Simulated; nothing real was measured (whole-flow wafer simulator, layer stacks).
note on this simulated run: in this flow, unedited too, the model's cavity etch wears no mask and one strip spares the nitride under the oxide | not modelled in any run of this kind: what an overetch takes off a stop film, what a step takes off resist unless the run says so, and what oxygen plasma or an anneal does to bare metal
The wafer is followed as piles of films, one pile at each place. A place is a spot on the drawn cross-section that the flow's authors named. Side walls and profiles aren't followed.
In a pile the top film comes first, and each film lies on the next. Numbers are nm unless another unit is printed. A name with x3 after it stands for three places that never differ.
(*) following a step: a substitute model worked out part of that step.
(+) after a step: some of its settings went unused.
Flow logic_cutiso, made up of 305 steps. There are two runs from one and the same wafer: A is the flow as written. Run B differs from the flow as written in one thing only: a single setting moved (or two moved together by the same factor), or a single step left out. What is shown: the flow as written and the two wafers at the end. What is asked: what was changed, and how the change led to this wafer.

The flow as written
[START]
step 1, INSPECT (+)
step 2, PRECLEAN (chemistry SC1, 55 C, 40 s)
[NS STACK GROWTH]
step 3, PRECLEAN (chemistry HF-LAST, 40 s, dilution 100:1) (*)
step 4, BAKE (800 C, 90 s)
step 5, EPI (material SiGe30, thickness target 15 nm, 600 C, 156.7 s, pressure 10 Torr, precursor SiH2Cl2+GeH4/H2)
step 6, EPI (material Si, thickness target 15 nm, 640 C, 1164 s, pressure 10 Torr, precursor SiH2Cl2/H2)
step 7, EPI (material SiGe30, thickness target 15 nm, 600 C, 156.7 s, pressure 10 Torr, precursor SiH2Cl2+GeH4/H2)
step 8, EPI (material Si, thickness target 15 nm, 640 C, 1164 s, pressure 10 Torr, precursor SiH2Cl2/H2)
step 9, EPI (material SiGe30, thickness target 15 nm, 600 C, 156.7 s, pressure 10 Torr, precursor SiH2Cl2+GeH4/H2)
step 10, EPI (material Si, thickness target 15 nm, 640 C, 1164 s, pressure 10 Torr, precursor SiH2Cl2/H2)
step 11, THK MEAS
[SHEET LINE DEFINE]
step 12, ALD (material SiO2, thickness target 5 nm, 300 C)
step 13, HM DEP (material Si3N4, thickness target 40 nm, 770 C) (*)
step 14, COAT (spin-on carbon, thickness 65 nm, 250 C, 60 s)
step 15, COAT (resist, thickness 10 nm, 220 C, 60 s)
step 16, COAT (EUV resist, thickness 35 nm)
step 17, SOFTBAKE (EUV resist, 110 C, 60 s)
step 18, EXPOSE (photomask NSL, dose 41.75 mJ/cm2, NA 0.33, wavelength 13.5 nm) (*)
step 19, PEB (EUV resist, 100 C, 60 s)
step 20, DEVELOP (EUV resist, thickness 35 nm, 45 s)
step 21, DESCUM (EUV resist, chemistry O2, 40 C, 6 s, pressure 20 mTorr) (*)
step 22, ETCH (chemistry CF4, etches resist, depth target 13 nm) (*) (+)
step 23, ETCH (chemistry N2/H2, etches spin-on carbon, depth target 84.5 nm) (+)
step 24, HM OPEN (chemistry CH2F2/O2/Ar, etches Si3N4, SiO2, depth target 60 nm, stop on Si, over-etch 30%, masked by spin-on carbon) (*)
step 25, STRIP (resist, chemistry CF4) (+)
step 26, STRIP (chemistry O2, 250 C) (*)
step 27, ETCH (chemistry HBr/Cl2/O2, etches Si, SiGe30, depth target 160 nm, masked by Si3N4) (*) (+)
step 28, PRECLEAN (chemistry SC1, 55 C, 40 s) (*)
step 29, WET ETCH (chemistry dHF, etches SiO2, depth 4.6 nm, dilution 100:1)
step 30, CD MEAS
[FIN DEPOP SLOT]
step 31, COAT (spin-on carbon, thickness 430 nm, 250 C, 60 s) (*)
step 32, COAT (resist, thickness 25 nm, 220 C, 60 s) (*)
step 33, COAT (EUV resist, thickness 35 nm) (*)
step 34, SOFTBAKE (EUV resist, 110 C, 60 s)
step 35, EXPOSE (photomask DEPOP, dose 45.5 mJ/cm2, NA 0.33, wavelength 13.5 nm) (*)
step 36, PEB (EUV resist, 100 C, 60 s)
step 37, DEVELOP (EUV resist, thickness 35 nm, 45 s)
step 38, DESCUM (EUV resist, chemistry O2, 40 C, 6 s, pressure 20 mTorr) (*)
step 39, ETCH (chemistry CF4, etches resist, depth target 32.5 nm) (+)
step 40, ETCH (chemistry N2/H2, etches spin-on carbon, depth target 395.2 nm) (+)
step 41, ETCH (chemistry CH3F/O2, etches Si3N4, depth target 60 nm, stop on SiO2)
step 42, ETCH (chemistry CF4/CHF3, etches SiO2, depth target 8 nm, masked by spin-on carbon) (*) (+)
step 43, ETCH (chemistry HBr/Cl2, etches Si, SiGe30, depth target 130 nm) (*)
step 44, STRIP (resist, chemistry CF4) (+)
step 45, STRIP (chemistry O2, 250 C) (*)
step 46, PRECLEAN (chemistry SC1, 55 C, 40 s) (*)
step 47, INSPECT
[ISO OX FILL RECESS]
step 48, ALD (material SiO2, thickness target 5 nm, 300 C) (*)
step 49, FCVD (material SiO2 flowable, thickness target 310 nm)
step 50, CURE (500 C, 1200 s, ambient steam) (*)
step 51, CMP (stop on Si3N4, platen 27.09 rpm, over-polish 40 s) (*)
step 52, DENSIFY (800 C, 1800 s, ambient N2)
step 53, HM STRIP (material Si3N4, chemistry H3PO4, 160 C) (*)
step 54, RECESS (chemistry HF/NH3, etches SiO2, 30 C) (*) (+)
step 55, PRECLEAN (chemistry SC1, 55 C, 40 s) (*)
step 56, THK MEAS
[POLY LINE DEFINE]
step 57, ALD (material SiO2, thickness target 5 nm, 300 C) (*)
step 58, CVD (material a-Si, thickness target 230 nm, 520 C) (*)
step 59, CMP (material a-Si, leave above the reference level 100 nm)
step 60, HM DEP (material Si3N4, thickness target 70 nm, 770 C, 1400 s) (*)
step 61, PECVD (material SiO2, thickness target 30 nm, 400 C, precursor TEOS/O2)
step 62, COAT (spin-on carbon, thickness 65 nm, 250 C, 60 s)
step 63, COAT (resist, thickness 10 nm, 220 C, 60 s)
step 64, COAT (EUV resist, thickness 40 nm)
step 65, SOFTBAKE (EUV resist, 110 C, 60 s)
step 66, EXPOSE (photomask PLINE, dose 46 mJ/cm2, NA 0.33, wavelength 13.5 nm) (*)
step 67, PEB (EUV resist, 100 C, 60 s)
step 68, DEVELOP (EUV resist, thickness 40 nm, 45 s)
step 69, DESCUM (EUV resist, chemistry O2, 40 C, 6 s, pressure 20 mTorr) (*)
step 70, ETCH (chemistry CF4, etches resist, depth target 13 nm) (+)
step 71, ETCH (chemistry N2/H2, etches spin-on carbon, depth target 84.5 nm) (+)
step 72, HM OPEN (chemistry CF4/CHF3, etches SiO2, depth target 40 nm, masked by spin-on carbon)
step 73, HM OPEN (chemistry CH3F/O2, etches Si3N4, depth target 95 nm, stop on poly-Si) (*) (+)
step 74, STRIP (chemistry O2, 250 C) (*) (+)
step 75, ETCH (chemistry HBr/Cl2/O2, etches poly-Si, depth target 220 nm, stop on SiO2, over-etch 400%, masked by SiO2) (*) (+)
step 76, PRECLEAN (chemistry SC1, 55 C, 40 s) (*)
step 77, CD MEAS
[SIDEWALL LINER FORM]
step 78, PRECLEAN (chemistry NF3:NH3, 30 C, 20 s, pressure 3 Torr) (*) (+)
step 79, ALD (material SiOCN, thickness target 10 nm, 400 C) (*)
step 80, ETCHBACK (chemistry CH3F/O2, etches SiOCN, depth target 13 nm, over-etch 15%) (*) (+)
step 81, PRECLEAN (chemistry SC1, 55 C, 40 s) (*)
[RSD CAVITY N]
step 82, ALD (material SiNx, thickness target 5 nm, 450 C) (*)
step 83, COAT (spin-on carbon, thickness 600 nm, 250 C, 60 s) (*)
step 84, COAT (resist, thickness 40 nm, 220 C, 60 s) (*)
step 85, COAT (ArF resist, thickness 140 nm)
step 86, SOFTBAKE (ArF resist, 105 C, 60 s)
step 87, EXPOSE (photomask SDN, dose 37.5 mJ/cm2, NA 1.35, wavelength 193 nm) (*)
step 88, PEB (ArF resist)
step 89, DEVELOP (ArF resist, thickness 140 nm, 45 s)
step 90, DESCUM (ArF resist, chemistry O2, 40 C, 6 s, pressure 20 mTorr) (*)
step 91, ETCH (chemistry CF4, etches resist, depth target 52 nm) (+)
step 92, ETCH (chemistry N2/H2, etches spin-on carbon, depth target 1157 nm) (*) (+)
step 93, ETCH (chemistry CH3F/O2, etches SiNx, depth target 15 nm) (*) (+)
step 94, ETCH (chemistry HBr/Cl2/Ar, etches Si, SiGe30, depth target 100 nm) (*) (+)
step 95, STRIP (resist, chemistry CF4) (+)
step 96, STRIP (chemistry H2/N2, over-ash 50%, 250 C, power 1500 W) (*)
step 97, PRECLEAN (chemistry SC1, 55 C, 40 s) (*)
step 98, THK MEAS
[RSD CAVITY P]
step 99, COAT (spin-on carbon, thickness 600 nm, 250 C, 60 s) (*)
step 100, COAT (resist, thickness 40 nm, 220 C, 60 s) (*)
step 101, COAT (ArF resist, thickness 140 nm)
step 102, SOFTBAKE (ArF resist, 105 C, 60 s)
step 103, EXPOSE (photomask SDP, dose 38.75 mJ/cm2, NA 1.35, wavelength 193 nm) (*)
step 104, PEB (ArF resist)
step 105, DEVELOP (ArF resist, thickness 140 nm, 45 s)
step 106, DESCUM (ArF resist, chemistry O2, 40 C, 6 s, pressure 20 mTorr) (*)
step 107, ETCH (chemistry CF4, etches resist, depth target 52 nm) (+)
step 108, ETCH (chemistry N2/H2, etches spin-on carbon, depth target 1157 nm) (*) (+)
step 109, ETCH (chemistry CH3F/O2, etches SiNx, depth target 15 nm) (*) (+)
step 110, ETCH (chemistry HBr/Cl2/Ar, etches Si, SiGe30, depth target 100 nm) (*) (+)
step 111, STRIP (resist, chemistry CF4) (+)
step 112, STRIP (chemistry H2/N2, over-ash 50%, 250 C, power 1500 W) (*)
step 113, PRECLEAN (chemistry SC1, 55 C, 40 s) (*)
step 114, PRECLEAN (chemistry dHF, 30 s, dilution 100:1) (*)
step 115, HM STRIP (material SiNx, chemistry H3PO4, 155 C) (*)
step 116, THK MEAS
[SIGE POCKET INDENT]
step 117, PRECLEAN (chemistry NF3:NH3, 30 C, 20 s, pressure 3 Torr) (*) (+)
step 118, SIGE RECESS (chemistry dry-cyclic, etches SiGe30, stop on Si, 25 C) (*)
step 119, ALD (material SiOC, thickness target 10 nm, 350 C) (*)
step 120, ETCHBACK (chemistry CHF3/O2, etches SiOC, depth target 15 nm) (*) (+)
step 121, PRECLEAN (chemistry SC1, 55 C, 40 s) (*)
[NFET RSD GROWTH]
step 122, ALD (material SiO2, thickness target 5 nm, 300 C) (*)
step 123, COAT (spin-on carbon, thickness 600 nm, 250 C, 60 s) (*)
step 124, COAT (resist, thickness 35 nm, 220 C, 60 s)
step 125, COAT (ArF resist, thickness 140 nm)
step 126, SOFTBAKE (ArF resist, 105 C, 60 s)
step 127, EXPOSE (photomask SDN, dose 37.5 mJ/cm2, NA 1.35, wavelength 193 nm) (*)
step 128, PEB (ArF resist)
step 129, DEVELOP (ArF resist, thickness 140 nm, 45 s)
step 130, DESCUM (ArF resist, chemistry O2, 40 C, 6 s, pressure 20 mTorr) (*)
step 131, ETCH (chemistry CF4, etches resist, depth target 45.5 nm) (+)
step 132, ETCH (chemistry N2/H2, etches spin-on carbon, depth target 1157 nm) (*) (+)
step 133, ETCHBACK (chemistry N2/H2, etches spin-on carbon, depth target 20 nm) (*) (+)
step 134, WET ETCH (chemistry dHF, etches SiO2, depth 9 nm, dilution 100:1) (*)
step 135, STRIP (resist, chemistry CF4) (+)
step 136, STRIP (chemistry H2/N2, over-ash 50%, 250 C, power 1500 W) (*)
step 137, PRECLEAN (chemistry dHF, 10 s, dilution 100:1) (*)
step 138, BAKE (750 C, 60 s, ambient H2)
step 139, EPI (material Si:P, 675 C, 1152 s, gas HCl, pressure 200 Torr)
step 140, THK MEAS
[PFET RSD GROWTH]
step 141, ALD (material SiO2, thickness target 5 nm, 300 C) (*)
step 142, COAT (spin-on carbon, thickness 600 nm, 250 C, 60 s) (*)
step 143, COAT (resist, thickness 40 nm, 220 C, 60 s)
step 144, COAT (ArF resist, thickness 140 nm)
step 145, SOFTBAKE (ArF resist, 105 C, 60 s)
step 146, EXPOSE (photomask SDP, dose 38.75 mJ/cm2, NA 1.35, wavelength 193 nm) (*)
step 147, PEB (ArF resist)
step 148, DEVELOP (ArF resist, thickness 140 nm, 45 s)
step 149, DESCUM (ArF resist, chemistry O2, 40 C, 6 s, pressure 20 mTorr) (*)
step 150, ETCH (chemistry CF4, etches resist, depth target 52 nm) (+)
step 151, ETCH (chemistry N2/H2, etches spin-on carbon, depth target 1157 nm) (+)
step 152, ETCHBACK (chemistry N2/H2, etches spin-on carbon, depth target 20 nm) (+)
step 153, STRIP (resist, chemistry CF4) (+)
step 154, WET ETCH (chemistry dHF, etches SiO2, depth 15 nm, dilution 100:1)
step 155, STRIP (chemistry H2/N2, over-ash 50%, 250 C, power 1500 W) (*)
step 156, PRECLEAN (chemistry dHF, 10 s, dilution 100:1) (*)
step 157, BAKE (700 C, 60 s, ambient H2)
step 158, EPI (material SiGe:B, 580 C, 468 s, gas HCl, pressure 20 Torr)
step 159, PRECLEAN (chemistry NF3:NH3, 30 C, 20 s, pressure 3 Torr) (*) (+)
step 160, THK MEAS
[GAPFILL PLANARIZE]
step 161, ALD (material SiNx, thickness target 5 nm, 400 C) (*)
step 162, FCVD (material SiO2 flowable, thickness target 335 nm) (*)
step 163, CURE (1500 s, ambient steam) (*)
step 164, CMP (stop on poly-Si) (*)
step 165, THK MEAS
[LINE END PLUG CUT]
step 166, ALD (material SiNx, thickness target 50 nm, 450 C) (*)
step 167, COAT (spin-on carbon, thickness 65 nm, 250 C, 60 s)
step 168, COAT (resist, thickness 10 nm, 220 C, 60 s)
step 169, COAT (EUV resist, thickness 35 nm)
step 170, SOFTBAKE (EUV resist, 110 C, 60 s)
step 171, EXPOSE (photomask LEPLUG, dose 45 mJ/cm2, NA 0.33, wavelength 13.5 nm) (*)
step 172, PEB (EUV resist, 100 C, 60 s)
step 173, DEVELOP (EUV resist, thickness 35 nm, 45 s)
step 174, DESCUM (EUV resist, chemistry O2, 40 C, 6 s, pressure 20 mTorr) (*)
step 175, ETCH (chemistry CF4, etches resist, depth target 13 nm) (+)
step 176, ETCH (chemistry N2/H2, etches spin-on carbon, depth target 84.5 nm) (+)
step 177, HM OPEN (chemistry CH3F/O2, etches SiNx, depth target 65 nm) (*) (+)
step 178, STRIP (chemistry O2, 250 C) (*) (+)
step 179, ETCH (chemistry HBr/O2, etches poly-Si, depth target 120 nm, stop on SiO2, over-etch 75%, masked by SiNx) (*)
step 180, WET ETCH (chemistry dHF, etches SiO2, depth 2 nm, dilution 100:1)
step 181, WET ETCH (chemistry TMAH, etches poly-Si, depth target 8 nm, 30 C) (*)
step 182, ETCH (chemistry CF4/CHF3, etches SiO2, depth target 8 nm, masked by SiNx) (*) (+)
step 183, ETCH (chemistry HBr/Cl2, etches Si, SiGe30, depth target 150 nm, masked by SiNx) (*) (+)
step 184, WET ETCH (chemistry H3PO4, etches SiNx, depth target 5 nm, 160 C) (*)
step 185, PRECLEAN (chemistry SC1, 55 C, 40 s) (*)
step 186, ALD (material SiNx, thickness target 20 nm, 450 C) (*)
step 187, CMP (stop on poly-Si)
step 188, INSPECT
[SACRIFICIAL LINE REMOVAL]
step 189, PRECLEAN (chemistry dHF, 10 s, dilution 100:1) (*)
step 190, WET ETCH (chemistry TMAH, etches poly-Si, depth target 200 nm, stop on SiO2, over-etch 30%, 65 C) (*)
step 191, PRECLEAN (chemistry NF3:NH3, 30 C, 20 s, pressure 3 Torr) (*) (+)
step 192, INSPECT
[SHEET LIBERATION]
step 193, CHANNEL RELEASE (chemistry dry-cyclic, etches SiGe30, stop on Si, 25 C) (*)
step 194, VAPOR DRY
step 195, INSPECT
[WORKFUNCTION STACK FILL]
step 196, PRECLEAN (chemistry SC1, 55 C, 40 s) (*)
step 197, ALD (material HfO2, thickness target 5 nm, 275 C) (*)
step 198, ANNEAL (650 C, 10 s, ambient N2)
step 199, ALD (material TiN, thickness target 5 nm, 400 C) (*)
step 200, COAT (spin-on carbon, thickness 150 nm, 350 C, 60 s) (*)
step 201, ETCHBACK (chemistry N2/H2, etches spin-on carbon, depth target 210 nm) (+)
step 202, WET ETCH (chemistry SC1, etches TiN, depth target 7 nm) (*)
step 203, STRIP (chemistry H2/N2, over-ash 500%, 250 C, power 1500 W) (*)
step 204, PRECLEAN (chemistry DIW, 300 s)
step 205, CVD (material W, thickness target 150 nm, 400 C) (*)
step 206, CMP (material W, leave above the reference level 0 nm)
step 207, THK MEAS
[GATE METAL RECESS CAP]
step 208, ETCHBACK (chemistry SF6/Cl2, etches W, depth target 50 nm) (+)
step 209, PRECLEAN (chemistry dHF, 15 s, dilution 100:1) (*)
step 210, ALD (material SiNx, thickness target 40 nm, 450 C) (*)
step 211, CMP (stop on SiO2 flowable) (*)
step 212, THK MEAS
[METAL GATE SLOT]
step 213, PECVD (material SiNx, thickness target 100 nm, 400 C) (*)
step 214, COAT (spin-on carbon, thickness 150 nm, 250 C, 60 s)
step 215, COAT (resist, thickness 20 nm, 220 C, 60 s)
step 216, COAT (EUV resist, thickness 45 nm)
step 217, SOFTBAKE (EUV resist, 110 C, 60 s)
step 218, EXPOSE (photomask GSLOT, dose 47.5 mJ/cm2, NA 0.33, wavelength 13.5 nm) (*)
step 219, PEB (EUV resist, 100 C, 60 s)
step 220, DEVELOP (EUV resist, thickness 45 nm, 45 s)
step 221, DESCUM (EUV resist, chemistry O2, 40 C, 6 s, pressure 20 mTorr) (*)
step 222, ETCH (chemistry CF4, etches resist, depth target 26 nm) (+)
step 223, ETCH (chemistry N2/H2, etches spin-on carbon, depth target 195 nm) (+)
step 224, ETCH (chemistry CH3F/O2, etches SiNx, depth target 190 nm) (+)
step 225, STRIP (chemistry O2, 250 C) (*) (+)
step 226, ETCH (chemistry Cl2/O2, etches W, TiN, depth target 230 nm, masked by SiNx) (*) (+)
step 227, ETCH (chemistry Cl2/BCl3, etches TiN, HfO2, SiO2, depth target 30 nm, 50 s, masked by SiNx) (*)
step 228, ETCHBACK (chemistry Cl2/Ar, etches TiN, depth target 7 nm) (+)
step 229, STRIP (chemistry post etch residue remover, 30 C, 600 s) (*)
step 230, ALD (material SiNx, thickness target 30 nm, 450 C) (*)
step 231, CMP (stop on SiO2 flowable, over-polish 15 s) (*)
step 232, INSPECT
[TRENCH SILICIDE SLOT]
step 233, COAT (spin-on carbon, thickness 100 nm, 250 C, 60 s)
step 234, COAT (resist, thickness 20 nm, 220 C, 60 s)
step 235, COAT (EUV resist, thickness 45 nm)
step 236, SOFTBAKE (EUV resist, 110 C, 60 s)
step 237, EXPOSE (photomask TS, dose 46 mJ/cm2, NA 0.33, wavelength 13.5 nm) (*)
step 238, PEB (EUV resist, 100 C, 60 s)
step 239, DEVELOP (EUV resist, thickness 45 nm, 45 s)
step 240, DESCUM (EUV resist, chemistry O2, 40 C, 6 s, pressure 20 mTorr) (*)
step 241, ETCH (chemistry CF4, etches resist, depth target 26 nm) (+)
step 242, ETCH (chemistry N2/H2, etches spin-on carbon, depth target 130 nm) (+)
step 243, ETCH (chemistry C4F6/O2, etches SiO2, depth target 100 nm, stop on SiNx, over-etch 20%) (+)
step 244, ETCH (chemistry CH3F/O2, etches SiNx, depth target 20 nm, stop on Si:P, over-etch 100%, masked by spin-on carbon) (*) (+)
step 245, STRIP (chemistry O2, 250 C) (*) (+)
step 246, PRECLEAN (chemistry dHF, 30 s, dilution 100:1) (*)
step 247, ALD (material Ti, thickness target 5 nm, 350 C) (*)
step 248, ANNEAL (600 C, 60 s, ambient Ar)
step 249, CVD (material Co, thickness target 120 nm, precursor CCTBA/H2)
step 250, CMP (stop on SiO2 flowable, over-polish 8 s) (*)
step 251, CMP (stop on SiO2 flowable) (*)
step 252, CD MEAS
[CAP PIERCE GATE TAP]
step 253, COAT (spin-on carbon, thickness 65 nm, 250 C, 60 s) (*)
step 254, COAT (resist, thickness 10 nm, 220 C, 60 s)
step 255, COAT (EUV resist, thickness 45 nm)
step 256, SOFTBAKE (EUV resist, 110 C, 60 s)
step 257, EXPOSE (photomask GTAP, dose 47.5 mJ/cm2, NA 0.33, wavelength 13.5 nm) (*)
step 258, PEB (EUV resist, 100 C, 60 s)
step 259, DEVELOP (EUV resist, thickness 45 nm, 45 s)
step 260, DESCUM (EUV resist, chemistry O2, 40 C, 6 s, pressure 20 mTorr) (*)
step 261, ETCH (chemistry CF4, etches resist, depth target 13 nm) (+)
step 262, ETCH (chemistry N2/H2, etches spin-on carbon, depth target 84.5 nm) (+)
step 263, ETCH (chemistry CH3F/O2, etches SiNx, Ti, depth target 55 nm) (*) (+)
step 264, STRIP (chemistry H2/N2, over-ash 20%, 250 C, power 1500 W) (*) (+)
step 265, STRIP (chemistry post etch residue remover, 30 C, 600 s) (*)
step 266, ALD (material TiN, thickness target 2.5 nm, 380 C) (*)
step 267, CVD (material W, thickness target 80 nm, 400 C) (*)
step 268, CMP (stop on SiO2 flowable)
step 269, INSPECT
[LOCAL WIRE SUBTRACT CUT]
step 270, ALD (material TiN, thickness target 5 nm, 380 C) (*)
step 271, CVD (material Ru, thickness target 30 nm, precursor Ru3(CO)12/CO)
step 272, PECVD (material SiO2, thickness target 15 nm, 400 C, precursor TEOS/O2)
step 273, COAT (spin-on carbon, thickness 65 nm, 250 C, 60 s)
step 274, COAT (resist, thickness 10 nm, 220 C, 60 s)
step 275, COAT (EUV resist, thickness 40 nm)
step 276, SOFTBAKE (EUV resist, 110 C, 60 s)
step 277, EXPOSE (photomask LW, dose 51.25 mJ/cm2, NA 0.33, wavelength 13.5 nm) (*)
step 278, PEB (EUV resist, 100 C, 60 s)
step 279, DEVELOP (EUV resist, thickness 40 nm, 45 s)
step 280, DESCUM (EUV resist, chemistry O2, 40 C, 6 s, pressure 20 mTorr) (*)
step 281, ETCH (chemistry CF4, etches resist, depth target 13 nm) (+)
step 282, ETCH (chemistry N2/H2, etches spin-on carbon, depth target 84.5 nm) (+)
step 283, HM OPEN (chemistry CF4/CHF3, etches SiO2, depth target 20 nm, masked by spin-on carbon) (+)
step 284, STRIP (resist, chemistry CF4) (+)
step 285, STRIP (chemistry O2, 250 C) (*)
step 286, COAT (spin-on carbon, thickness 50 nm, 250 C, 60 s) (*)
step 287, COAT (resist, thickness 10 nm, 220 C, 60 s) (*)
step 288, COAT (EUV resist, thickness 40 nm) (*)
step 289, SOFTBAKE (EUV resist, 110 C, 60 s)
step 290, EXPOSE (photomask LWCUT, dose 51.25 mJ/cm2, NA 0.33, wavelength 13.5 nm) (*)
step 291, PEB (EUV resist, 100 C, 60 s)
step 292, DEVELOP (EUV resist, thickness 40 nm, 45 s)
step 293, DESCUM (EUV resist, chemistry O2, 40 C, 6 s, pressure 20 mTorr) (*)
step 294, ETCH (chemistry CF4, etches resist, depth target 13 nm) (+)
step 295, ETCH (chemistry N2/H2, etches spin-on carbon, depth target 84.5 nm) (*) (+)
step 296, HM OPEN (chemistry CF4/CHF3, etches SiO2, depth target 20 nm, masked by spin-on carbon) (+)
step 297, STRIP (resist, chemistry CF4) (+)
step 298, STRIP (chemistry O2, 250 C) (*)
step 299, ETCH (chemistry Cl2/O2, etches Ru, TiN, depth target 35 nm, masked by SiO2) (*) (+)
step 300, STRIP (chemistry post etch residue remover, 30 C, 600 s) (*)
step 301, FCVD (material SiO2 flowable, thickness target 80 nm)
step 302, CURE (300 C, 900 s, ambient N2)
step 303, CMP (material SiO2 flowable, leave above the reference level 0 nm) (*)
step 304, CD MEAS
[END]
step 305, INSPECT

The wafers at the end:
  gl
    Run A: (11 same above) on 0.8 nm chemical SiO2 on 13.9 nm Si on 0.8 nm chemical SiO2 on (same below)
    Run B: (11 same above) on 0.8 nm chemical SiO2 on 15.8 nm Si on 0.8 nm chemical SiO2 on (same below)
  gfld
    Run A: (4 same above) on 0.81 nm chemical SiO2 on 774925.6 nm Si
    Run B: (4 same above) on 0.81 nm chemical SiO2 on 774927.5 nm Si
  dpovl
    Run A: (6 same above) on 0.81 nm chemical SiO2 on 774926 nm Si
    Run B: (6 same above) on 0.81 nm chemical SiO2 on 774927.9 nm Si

What caused this: step 8, EPI: thickness target 16.9 nm was run, though the flow has thickness target 15 nm; step 8, EPI: 1310 s was run, where the flow has 1164 s.

How this came from the change, step by step:
  step 8, EPI (material Si, thickness target 15 nm, 640 C, 1164 s, pressure 10 Torr, precursor SiH2Cl2/H2)
      depop, dpovl, gfld and 19 more: A +15 Si (new film) | B +16.9 Si (new film)
  step 27, ETCH (chemistry HBr/Cl2/O2, etches Si, SiGe30, depth target 160 nm, masked by Si3N4) (*) (+)
      gfld, gxf, iso, lnri: A -0.79 chemical SiO2 (all of it), -11.4 Si (all of it), -15 SiGe30 (all of it), -15 Si (all of it), -15 SiGe30 (all of it), -15 Si (all of it), -15 SiGe30 (all of it), -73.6 Si | B -0.79 chemical SiO2 (all of it), -11.4 Si (all of it), -15 SiGe30 (all of it), -16.9 Si (all of it), -15 SiGe30 (all of it), -15 Si (all of it), -15 SiGe30 (all of it), -71.8 Si
      dpovl, nsgap: A -0.79 chemical SiO2 (all of it), -11.8 Si (all of it), -15 SiGe30 (all of it), -15 Si (all of it), -15 SiGe30 (all of it), -15 Si (all of it), -15 SiGe30 (all of it), -73.2 Si | B -0.79 chemical SiO2 (all of it), -11.8 Si (all of it), -15 SiGe30 (all of it), -16.9 Si (all of it), -15 SiGe30 (all of it), -15 Si (all of it), -15 SiGe30 (all of it), -71.4 Si
      (and at 1 other place as well)
  step 43, ETCH (chemistry HBr/Cl2, etches Si, SiGe30, depth target 130 nm) (*)
      depop: A -14 Si (all of it), -15 SiGe30 (all of it), -15 Si (all of it), -15 SiGe30 (all of it), -15 Si (all of it), -15 SiGe30 (all of it), -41 Si | B -14 Si (all of it), -15 SiGe30 (all of it), -16.9 Si (all of it), -15 SiGe30 (all of it), -15 Si (all of it), -15 SiGe30 (all of it), -39.1 Si
  step 94, ETCH (chemistry HBr/Cl2/Ar, etches Si, SiGe30, depth target 100 nm) (*) (+)
      rsdn, rsdx: A -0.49 chemical SiO2 (all of it), -12.8 Si (all of it), -15 SiGe30 (all of it), -15 Si (all of it), -15 SiGe30 (all of it), -15 Si (all of it), -15 SiGe30 (all of it), -12.2 Si | B -0.49 chemical SiO2 (all of it), -12.8 Si (all of it), -15 SiGe30 (all of it), -16.9 Si (all of it), -15 SiGe30 (all of it), -15 Si (all of it), -15 SiGe30 (all of it), -10.3 Si
  step 110, ETCH (chemistry HBr/Cl2/Ar, etches Si, SiGe30, depth target 100 nm) (*) (+)
      rsdp, rsdw: A -0.49 chemical SiO2 (all of it), -12.8 Si (all of it), -15 SiGe30 (all of it), -15 Si (all of it), -15 SiGe30 (all of it), -15 Si (all of it), -15 SiGe30 (all of it), -12.2 Si | B -0.49 chemical SiO2 (all of it), -12.8 Si (all of it), -15 SiGe30 (all of it), -16.9 Si (all of it), -15 SiGe30 (all of it), -15 Si (all of it), -15 SiGe30 (all of it), -10.3 Si
  step 183, ETCH (chemistry HBr/Cl2, etches Si, SiGe30, depth target 150 nm, masked by SiNx) (*) (+)
      plug: A -13.6 Si (all of it), -15 SiGe30 (all of it), -15 Si (all of it), -15 SiGe30 (all of it), -15 Si (all of it), -15 SiGe30 (all of it), -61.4 Si | B -13.6 Si (all of it), -15 SiGe30 (all of it), -16.9 Si (all of it), -15 SiGe30 (all of it), -15 Si (all of it), -15 SiGe30 (all of it), -59.6 Si
